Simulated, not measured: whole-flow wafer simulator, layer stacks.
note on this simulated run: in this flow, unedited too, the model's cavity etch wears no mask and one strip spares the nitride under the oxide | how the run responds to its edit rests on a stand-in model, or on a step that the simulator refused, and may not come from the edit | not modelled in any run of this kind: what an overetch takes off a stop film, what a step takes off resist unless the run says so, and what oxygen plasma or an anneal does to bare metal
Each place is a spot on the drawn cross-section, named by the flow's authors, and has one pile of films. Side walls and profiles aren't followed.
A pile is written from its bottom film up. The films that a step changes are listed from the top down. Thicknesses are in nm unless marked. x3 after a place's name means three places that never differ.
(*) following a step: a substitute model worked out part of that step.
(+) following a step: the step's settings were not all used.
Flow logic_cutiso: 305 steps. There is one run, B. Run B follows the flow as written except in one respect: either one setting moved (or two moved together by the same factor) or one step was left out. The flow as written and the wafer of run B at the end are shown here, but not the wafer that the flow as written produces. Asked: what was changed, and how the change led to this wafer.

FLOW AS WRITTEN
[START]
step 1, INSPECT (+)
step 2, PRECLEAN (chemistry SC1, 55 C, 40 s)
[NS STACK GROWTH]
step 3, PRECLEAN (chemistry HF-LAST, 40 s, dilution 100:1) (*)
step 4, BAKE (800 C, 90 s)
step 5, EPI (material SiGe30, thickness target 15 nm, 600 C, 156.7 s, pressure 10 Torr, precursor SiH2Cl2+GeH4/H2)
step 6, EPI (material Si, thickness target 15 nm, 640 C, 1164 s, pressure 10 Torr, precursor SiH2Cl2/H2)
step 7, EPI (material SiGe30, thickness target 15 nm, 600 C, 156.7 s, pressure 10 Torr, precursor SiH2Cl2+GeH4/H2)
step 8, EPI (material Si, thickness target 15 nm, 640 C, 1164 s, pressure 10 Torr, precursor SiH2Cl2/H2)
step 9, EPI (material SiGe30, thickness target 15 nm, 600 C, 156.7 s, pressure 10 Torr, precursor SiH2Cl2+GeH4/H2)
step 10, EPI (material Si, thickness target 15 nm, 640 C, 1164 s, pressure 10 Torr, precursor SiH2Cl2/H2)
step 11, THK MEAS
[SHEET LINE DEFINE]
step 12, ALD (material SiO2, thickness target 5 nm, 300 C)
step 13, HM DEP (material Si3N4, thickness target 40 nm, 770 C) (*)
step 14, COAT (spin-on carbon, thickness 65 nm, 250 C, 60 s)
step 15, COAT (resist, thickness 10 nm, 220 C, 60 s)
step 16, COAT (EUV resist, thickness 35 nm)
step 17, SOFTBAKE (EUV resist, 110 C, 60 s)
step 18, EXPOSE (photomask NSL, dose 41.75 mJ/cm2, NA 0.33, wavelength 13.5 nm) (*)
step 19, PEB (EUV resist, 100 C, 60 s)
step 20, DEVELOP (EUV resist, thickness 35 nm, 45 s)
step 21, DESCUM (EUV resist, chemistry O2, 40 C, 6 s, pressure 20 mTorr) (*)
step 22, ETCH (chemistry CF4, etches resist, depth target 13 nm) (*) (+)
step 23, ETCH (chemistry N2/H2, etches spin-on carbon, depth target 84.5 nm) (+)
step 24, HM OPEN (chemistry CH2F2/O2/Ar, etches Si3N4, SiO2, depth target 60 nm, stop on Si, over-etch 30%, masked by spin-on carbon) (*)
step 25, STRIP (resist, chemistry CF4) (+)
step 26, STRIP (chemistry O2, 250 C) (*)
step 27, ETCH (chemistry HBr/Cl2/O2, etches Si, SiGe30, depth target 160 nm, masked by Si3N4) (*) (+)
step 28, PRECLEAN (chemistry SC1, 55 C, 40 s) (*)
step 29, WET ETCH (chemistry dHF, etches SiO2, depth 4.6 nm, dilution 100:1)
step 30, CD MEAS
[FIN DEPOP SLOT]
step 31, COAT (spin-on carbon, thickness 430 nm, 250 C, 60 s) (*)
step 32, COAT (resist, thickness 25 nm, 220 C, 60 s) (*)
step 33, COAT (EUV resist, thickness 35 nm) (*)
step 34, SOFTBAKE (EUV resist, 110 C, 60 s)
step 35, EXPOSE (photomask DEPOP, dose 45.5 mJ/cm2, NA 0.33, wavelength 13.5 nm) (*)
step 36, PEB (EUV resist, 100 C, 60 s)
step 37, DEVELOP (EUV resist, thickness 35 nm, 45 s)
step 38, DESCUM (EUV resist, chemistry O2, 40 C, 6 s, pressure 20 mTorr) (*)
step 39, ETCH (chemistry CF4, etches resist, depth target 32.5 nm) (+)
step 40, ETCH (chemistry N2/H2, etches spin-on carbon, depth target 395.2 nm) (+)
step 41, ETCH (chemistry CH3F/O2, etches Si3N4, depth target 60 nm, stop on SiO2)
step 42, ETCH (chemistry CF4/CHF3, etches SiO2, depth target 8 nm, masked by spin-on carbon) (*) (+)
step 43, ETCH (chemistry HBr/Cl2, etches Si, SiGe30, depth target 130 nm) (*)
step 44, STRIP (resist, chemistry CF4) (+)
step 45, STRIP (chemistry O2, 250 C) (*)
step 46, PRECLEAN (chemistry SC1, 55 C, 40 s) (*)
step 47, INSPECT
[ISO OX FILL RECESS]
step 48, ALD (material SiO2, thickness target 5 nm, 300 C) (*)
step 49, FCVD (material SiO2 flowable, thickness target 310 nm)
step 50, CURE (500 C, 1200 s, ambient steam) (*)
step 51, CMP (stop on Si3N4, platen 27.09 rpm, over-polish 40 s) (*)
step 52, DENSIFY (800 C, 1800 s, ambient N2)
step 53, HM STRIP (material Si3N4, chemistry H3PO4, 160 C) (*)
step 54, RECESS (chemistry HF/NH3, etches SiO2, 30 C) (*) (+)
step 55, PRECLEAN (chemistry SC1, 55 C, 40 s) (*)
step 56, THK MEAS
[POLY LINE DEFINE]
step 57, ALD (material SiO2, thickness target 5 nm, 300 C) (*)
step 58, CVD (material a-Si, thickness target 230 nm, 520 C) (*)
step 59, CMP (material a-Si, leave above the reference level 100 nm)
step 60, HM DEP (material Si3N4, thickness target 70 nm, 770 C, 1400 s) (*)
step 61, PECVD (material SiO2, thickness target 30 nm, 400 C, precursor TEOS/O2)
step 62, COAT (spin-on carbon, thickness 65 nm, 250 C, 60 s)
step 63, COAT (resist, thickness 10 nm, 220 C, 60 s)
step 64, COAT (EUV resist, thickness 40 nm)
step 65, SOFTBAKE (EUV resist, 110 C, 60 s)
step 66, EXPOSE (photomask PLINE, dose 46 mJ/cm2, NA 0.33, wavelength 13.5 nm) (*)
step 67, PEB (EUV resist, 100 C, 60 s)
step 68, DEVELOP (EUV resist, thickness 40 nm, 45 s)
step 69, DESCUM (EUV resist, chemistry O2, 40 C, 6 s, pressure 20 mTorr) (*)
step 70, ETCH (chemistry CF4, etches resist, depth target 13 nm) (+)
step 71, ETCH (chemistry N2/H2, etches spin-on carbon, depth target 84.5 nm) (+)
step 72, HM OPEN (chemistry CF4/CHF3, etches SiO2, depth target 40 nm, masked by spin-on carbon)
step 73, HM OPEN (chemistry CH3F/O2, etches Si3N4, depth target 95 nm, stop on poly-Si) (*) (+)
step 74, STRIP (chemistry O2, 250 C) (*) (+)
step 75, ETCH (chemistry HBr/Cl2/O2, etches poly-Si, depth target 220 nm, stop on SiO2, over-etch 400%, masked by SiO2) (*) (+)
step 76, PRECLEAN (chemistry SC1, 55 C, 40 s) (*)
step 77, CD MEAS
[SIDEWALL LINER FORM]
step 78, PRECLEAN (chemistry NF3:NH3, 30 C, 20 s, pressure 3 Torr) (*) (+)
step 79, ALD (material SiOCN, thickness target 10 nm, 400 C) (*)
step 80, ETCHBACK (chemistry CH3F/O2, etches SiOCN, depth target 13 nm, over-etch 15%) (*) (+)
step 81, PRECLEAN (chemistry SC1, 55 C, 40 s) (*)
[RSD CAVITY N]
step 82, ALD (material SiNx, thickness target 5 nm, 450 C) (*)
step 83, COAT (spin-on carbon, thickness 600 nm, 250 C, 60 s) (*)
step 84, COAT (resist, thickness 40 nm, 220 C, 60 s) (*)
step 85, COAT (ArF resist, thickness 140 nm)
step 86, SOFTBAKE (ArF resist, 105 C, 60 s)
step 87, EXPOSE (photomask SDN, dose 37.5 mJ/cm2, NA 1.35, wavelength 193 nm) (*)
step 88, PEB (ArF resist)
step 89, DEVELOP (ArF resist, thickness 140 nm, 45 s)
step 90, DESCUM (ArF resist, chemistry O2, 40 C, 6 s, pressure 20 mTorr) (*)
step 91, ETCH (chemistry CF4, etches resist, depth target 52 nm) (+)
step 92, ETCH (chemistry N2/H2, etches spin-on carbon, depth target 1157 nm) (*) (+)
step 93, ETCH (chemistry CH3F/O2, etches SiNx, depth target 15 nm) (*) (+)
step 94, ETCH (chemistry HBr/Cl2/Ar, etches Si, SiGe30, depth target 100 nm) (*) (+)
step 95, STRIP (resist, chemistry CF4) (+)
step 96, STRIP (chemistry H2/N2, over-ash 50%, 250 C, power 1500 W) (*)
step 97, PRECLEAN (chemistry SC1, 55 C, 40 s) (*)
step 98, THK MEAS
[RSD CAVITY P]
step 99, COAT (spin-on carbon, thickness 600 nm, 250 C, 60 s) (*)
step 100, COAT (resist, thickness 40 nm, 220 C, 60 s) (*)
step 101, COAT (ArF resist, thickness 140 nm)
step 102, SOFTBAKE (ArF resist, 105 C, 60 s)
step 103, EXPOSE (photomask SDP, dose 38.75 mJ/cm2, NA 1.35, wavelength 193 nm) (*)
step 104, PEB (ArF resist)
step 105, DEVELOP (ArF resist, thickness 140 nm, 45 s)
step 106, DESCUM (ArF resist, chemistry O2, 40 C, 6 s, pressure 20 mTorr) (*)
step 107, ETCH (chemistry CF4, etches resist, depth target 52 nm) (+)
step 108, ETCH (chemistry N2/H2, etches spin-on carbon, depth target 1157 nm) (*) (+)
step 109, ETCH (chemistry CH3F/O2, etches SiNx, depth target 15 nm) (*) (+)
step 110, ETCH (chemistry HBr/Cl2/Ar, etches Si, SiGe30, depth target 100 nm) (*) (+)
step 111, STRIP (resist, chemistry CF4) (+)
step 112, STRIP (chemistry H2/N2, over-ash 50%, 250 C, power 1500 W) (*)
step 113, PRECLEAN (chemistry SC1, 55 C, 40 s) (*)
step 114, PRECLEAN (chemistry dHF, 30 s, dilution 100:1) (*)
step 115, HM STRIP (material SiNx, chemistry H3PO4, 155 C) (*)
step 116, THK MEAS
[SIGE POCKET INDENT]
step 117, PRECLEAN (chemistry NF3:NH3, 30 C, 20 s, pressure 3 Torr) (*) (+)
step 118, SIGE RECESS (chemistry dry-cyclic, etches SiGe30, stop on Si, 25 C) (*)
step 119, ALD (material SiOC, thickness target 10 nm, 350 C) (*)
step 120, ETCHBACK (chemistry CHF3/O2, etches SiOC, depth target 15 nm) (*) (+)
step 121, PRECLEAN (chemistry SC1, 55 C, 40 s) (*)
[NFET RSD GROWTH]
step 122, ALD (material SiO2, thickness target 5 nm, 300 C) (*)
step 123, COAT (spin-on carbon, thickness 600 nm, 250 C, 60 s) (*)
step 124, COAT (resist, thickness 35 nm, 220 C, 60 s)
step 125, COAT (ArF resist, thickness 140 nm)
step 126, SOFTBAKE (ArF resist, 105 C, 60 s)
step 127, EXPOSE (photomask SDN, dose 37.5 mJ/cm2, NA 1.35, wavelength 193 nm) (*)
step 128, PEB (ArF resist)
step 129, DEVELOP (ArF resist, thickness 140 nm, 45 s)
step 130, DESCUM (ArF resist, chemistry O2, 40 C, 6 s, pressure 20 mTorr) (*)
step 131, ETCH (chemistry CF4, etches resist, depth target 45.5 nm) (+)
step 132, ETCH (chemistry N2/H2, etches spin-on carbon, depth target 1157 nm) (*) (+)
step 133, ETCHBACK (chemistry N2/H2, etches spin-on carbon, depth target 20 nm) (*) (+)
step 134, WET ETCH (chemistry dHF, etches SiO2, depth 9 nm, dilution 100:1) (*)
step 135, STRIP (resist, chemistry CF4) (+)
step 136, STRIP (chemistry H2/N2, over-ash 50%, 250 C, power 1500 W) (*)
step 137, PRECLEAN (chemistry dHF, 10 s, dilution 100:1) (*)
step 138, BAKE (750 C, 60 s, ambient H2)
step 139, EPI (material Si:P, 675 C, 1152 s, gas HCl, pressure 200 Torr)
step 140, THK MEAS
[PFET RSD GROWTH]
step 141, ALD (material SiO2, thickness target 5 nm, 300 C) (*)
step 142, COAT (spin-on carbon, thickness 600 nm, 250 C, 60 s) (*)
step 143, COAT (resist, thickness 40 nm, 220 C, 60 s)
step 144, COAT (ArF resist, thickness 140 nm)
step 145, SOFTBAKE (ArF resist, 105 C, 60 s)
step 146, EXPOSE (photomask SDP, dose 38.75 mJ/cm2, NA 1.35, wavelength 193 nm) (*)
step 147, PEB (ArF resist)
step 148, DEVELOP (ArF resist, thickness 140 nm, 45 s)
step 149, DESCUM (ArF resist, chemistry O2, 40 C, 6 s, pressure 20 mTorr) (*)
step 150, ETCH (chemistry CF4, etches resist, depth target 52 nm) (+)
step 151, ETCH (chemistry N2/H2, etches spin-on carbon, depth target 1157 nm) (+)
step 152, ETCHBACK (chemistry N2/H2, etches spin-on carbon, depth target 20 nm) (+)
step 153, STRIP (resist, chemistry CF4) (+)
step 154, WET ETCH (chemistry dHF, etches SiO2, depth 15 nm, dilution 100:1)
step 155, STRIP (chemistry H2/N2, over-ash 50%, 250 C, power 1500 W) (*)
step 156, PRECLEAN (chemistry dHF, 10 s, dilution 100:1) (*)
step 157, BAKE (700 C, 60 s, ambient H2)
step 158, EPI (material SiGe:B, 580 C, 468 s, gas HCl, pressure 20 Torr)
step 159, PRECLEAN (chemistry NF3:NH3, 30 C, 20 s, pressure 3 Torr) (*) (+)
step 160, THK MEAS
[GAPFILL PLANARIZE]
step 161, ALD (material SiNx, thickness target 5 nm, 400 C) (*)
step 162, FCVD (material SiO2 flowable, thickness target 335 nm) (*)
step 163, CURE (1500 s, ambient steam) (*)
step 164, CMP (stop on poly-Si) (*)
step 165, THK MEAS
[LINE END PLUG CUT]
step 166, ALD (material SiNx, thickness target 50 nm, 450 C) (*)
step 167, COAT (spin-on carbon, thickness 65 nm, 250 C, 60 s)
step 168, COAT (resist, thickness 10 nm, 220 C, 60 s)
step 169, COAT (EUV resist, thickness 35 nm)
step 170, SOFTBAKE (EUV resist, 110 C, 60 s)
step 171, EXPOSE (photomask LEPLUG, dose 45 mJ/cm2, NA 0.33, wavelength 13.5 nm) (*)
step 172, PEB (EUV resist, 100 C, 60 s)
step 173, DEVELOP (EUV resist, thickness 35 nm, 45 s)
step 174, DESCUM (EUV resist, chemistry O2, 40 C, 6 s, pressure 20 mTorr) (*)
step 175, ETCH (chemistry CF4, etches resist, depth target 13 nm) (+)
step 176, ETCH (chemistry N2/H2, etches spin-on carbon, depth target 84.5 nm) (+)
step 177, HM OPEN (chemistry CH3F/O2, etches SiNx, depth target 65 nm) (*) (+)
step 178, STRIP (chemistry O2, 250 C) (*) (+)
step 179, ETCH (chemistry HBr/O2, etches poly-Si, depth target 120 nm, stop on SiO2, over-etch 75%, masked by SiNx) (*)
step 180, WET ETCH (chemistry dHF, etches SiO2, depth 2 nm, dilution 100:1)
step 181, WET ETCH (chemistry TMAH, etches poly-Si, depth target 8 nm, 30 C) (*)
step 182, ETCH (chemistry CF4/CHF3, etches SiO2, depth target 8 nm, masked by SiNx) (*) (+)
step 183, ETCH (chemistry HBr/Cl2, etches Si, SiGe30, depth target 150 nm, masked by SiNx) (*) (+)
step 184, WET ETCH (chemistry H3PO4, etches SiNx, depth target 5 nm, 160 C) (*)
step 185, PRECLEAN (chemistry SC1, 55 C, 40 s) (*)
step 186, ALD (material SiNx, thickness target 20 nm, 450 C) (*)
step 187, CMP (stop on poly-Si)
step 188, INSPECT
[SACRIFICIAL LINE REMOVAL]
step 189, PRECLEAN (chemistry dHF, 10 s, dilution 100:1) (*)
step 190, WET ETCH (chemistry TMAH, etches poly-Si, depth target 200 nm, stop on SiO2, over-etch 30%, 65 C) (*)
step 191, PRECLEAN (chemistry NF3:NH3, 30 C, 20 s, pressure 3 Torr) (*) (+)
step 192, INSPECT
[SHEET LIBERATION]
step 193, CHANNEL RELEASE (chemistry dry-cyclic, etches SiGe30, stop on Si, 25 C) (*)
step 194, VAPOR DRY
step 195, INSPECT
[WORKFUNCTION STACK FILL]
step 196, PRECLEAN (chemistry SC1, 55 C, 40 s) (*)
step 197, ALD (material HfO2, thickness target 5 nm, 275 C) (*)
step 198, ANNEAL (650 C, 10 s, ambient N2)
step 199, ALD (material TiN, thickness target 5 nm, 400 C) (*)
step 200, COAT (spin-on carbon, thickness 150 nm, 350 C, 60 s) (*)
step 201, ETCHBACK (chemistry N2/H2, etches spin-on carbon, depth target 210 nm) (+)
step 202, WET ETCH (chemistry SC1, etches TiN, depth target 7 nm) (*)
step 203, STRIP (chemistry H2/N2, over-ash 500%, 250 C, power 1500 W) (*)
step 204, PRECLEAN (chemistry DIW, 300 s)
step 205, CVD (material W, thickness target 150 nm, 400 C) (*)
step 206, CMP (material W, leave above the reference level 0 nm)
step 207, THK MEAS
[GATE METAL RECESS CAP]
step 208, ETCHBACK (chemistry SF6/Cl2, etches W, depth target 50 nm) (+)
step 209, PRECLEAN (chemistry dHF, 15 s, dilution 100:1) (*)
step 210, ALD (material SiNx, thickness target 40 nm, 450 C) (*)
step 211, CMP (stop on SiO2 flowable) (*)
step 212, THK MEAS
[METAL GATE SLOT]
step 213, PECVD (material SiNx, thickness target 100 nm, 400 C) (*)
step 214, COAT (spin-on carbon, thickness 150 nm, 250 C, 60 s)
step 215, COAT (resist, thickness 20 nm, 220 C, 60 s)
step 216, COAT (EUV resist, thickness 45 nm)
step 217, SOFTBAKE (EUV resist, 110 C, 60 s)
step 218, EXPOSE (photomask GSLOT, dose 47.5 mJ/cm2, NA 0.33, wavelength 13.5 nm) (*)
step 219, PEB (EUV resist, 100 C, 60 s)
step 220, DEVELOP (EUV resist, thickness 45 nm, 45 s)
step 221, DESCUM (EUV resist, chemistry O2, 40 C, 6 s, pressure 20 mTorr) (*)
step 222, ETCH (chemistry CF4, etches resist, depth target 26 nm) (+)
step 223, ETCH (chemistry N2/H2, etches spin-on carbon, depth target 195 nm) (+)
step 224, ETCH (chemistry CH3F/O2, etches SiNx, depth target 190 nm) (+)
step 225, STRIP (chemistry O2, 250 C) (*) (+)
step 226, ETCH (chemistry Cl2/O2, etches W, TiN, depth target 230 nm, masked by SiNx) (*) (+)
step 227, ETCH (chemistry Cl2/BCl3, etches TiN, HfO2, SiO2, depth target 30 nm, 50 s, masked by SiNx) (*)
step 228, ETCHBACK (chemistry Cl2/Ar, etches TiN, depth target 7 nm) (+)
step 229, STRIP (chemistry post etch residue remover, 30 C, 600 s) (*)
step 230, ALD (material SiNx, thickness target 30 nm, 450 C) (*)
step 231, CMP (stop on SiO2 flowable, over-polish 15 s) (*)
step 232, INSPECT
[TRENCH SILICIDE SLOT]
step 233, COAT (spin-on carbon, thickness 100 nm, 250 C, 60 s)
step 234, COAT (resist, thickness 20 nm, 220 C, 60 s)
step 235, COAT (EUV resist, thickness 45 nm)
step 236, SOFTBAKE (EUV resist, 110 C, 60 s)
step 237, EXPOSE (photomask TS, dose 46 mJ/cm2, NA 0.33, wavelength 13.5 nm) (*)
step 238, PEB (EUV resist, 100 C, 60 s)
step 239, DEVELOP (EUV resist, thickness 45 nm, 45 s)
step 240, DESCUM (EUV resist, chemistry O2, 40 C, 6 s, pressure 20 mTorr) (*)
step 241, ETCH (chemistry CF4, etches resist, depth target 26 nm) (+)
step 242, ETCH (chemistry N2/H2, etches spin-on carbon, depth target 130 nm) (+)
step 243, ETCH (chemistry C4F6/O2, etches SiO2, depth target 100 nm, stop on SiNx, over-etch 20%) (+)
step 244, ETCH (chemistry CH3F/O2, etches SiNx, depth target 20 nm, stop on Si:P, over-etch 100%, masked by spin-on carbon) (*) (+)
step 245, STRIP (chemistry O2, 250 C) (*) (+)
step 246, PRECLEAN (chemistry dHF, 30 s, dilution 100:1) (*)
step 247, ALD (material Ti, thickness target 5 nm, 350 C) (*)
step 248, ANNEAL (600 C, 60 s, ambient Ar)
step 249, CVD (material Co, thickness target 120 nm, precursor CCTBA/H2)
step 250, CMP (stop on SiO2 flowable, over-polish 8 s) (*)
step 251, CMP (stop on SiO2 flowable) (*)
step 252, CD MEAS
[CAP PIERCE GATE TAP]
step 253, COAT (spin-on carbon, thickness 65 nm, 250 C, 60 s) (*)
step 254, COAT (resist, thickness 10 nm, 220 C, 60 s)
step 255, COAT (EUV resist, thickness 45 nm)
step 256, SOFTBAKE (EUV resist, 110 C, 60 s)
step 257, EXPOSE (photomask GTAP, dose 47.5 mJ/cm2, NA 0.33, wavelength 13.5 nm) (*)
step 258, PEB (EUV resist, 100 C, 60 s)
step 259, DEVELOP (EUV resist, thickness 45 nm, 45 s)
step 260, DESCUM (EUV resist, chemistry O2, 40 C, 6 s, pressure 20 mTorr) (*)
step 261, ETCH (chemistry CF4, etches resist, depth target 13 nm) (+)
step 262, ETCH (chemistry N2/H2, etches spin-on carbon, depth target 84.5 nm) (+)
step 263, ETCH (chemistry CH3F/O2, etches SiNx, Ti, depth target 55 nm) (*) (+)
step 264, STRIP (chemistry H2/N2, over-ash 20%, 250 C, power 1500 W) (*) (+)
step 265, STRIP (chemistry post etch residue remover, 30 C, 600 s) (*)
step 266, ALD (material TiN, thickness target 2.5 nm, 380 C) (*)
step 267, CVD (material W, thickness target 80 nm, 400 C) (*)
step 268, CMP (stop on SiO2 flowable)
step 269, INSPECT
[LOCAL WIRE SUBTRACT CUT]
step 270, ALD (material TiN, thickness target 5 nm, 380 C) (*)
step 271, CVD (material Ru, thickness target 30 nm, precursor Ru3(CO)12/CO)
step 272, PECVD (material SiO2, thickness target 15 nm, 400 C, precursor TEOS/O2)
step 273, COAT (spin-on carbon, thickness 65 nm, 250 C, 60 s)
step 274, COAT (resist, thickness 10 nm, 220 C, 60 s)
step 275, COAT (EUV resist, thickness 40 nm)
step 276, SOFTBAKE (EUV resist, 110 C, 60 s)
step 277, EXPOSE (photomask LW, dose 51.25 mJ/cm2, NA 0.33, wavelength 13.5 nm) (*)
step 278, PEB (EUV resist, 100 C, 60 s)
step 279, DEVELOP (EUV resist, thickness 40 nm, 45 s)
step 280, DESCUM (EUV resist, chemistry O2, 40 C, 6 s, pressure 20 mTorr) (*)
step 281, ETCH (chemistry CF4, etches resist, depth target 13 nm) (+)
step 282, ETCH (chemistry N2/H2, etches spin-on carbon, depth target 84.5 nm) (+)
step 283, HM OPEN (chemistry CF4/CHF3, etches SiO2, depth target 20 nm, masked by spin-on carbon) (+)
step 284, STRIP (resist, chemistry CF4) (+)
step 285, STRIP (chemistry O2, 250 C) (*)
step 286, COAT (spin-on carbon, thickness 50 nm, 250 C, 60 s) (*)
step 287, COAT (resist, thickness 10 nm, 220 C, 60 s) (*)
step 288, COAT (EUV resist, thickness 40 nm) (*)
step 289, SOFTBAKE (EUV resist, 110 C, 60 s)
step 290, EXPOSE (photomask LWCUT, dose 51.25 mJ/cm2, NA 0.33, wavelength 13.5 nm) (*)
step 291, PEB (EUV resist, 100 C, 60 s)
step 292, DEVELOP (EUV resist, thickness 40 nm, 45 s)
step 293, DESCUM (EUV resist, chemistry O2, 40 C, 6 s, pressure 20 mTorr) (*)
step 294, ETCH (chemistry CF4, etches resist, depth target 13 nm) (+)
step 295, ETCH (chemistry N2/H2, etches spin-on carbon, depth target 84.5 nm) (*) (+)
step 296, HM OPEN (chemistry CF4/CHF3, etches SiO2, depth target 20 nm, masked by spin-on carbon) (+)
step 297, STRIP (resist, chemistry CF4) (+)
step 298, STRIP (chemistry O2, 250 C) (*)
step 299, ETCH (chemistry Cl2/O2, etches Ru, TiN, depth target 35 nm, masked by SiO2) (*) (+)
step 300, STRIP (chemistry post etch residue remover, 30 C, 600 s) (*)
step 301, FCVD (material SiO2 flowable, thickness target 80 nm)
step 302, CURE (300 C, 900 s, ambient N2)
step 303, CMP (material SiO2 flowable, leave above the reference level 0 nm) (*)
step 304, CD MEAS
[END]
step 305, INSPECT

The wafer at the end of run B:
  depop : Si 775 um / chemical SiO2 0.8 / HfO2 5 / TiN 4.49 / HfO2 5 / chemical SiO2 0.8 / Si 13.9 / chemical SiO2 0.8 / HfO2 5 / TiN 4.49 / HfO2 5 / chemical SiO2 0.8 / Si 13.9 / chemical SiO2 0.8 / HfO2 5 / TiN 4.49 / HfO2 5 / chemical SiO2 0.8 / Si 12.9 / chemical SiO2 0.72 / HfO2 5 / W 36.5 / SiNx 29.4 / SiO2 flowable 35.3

What caused this: step 42, ETCH: chemistry CF4/CHF3, etches SiO2, depth target 8 nm, masked by spin-on carbon (*) (+), was skipped.

Step by step, how the change led to this:
  step 43, ETCH (chemistry HBr/Cl2, etches Si, SiGe30, depth target 130 nm) (*)
      depop: nothing (in the flow as written it would be: Si loses 14 (all of it), SiGe30 loses 15 (all of it), Si loses 15 (all of it), SiGe30 loses 15 (all of it), Si loses 15 (all of it), SiGe30 loses 15 (all of it), Si loses 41)
      gl: resist loses 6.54 (all of it), spin-on carbon loses 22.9 (in the flow as written it would be: spin-on carbon loses 32)
      (and at 19 other places as well)
  step 44, STRIP (resist, chemistry CF4) (+)
      depop: SiO2 loses 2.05 (in the flow as written it would be: nothing)
  step 45, STRIP (chemistry O2, 250 C) (*)
      depop: nothing (in the flow as written it would be: chemical SiO2 gains 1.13 (new film), Si loses 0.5)
      glp, tap: spin-on carbon loses 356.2 (all of it) (in the flow as written it would be: spin-on carbon loses 347.6 (all of it))
      (and at 13 other places as well)
  step 48, ALD (material SiO2, thickness target 5 nm, 300 C) (*)
      depop: SiO2 gains 5 (in the flow as written it would be: SiO2 gains 5 (new film))
  step 49, FCVD (material SiO2 flowable, thickness target 310 nm)
      dpovl, nsgap: SiO2 flowable gains 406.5 (new film) (in the flow as written it would be: SiO2 flowable gains 392.6 (new film))
      depop: SiO2 flowable gains 240.5 (new film) (in the flow as written it would be: SiO2 flowable gains 359.9 (new film))
      (and at 2 other places as well)
  step 51, CMP (stop on Si3N4, platen 27.09 rpm, over-polish 40 s) (*)
      depop: SiO2 flowable loses 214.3 (in the flow as written it would be: SiO2 flowable loses 200.5)
      dpovl: SiO2 flowable loses 214.2 (in the flow as written it would be: SiO2 flowable loses 200.4)
      (and at 3 other places as well)
  step 52, DENSIFY (800 C, 1800 s, ambient N2)
      depop: SiO2 flowable loses 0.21 (in the flow as written it would be: SiO2 flowable loses 2.32)
      dpovl: SiO2 flowable loses 2.26 (in the flow as written it would be: SiO2 flowable loses 2.82)
  step 54, RECESS (chemistry HF/NH3, etches SiO2, 30 C) (*) (+)
      depop: SiO2 flowable loses 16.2 (all of it), SiO2 loses 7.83 (all of it) (in the flow as written it would be: SiO2 flowable loses 111.9)
  step 55, PRECLEAN (chemistry SC1, 55 C, 40 s) (*)
      depop: chemical SiO2 gains 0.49 (new film), Si loses 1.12 (in the flow as written it would be: SiO2 flowable loses 0.06)
  step 58, CVD (material a-Si, thickness target 230 nm, 520 C) (*)
      depop: a-Si gains 230 (new film) (in the flow as written it would be: a-Si gains 319.4 (new film))
  step 60, HM DEP (material Si3N4, thickness target 70 nm, 770 C, 1400 s) (*)
      depop: Si3N4 gains 70 (new film), poly-Si gains 100 (new film), a-Si loses 100 (all of it) (in the flow as written it would be: Si3N4 gains 70 (new film), poly-Si gains 189.4 (new film), a-Si loses 189.4 (all of it))
  step 190, WET ETCH (chemistry TMAH, etches poly-Si, depth target 200 nm, stop on SiO2, over-etch 30%, 65 C) (*)
      depop: poly-Si loses 100 (all of it) (in the flow as written it would be: poly-Si loses 189.4 (all of it))
  step 191, PRECLEAN (chemistry NF3:NH3, 30 C, 20 s, pressure 3 Torr) (*) (+)
      depop: SiO2 loses 5 (all of it), chemical SiO2 loses 0.49 (all of it) (in the flow as written it would be: SiO2 loses 5 (all of it), SiO2 flowable loses 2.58)
  step 193, CHANNEL RELEASE (chemistry dry-cyclic, etches SiGe30, stop on Si, 25 C) (*)
      depop: chemical SiO2 gains 0.8 (new film), Si loses 0.99, chemical SiO2 gains 0.8 (new film), cavity gains 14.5 (new film), chemical SiO2 gains 0.8 (new film), SiGe30 loses 15 (all of it), Si loses 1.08, chemical SiO2 gains 0.8 (new film), cavity gains 14.5 (new film), chemical SiO2 gains 0.8 (new film), SiGe30 loses 15 (all of it), Si loses 1.08, chemical SiO2 gains 0.8 (new film), cavity gains 14.5 (new film), chemical SiO2 gains 0.8 (new film), SiGe30 loses 15 (all of it), Si loses 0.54 (in the flow as written it would be: nothing)
  step 197, ALD (material HfO2, thickness target 5 nm, 275 C) (*)
      depop: HfO2 gains 5 (new film), HfO2 gains 5 (new film), cavity loses 10, HfO2 gains 5 (new film), HfO2 gains 5 (new film), cavity loses 10, HfO2 gains 5 (new film), HfO2 gains 5 (new film), cavity loses 10, HfO2 gains 5 (new film) (in the flow as written it would be: HfO2 gains 5 (new film))
  step 199, ALD (material TiN, thickness target 5 nm, 400 C) (*)
      depop: TiN gains 5 (new film), TiN gains 4.49 (new film), cavity loses 4.49 (all of it), TiN gains 4.49 (new film), cavity loses 4.49 (all of it), TiN gains 4.49 (new film), cavity loses 4.49 (all of it) (in the flow as written it would be: TiN gains 5 (new film))
  ... 2 further steps ...
  step 205, CVD (material W, thickness target 150 nm, 400 C) (*)
      depop: W gains 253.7 (new film) (in the flow as written it would be: W gains 345.5 (new film))
With metal films that touch counted as one body, depop has 4 bodies (between them, from the top down: HfO2 5 / chemical SiO2 0.72 / Si 12.9 / chemical SiO2 0.8 / HfO2 5; HfO2 5 / chemical SiO2 0.8 / Si 13.9 / chemical SiO2 0.8 / HfO2 5; HfO2 5 / chemical SiO2 0.8 / Si 13.9 / chemical SiO2 0.8 / HfO2 5); the flow as written gives 1 body.
